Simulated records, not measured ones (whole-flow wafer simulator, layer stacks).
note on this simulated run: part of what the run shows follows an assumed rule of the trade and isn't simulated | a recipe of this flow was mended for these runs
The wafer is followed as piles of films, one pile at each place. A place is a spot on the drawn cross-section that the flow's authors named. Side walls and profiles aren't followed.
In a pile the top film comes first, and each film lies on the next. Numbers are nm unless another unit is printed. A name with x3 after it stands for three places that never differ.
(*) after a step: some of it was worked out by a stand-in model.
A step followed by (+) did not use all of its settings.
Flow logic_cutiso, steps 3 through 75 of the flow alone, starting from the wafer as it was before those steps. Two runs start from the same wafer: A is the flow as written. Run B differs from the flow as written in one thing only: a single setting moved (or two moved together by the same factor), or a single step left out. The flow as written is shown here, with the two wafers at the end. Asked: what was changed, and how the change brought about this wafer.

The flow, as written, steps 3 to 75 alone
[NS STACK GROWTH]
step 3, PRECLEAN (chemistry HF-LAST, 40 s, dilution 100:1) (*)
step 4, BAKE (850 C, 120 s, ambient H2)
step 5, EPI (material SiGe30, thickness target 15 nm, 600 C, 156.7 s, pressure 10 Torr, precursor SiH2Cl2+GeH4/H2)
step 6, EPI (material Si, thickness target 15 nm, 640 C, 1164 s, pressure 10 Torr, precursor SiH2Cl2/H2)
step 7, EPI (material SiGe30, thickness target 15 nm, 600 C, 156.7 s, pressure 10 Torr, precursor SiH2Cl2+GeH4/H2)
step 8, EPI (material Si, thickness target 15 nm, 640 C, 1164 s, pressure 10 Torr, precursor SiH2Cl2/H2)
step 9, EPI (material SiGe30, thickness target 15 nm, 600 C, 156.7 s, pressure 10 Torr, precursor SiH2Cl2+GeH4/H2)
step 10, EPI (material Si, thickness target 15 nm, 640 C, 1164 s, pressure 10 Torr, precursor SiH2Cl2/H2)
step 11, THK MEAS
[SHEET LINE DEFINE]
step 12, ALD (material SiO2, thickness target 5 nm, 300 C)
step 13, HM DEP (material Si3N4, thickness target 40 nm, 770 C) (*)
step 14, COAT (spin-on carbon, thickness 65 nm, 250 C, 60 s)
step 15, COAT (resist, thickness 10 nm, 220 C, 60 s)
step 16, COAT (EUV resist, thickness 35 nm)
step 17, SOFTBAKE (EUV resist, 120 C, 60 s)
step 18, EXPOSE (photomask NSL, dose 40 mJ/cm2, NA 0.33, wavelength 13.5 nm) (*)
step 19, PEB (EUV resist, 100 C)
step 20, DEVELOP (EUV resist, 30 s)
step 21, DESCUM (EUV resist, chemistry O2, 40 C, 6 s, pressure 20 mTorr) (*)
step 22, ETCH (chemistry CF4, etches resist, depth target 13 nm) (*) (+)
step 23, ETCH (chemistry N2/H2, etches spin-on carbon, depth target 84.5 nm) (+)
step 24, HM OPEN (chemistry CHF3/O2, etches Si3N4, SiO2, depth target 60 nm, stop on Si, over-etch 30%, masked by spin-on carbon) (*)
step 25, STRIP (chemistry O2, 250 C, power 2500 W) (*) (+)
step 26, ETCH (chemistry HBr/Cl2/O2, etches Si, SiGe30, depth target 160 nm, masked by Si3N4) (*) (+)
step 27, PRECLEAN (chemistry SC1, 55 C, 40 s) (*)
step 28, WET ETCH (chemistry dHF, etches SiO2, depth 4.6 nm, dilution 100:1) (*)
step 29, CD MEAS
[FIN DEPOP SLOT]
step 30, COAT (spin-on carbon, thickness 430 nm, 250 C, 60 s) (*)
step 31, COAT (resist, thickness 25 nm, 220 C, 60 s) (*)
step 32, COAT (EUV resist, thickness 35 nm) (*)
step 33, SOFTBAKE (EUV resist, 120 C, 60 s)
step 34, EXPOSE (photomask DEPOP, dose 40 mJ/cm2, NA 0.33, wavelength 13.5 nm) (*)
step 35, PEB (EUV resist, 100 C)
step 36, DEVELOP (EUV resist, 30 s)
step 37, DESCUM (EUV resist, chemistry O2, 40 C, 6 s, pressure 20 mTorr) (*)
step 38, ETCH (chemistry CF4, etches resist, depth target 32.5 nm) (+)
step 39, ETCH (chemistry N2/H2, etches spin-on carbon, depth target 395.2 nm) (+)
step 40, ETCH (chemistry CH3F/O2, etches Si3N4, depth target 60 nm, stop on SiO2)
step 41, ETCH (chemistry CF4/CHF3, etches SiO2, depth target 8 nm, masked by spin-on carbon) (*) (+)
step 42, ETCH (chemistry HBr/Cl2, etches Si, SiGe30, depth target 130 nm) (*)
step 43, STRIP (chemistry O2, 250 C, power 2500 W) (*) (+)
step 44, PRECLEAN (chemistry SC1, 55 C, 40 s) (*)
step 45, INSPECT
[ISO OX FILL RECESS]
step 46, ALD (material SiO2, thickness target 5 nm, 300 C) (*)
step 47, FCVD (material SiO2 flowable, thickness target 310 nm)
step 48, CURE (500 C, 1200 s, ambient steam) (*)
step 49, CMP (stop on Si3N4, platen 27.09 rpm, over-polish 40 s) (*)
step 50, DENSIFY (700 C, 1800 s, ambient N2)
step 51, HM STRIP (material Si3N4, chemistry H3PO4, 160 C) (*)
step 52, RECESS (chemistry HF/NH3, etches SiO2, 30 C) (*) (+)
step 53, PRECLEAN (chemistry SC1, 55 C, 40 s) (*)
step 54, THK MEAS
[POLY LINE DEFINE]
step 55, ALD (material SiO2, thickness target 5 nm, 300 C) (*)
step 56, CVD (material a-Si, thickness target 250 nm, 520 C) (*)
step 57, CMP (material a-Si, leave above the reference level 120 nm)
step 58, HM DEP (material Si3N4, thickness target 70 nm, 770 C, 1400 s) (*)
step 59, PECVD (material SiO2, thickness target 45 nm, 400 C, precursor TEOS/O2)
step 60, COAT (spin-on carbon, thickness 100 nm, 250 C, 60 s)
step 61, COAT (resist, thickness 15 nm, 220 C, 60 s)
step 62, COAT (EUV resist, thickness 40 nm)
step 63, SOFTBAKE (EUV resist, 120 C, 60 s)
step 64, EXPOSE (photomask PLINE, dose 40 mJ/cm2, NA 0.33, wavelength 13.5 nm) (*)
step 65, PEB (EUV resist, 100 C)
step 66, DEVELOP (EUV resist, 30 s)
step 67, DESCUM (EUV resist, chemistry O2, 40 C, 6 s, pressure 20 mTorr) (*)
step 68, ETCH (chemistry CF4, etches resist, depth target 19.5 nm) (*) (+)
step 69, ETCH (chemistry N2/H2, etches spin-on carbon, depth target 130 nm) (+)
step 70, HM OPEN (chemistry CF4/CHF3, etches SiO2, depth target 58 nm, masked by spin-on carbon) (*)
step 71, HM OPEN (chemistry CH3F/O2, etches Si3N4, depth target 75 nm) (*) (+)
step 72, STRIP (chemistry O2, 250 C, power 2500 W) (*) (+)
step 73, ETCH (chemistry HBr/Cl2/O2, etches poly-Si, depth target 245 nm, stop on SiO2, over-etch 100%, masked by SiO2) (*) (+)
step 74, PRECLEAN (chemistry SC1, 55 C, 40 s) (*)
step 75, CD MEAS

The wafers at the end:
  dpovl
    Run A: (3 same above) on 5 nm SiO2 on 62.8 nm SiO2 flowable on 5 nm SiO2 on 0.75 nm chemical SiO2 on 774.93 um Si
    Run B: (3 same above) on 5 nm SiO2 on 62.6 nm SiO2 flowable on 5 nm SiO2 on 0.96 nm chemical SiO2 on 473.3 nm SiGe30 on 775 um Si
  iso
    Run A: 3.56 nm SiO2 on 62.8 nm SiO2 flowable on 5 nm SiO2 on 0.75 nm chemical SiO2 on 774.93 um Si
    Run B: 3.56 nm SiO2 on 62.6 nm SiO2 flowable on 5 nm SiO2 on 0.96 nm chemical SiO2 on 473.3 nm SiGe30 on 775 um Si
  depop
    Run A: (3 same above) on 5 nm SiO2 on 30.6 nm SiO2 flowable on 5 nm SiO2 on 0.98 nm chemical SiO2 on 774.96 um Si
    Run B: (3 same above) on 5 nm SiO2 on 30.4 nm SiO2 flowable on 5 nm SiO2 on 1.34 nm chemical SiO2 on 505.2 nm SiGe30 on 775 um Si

Cause: step 5, EPI: 960 C was run, while the flow as written has 600 C.

The path from the change to this, step by step:
  step 5, EPI (material SiGe30, thickness target 15 nm, 600 C, 156.7 s, pressure 10 Torr, precursor SiH2Cl2+GeH4/H2)
      depop, dpovl, gfld and 19 more: A +15 SiGe30 (new film) | B +562 SiGe30 (new film)
  step 26, ETCH (chemistry HBr/Cl2/O2, etches Si, SiGe30, depth target 160 nm, masked by Si3N4) (*) (+)
      dpovl, gfld, gxf, iso, isow, lnri, nsgap: A -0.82 chemical SiO2 (all of it), -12 Si (all of it), -15 SiGe30 (all of it), -15 Si (all of it), -15 SiGe30 (all of it), -15 Si (all of it), -15 SiGe30 (all of it), -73 Si | B -0.82 chemical SiO2 (all of it), -12 Si (all of it), -15 SiGe30 (all of it), -15 Si (all of it), -15 SiGe30 (all of it), -15 Si (all of it), -88 SiGe30
  step 42, ETCH (chemistry HBr/Cl2, etches Si, SiGe30, depth target 130 nm) (*)
      depop: A -13.8 Si (all of it), -15 SiGe30 (all of it), -15 Si (all of it), -15 SiGe30 (all of it), -15 Si (all of it), -15 SiGe30 (all of it), -41.2 Si | B -13.8 Si (all of it), -15 SiGe30 (all of it), -15 Si (all of it), -15 SiGe30 (all of it), -15 Si (all of it), -56.2 SiGe30
  step 43, STRIP (chemistry O2, 250 C, power 2500 W) (*) (+)
      depop: A +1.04 chemical SiO2 (new film), -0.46 Si | B +1.41 chemical SiO2 (new film), -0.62 SiGe30
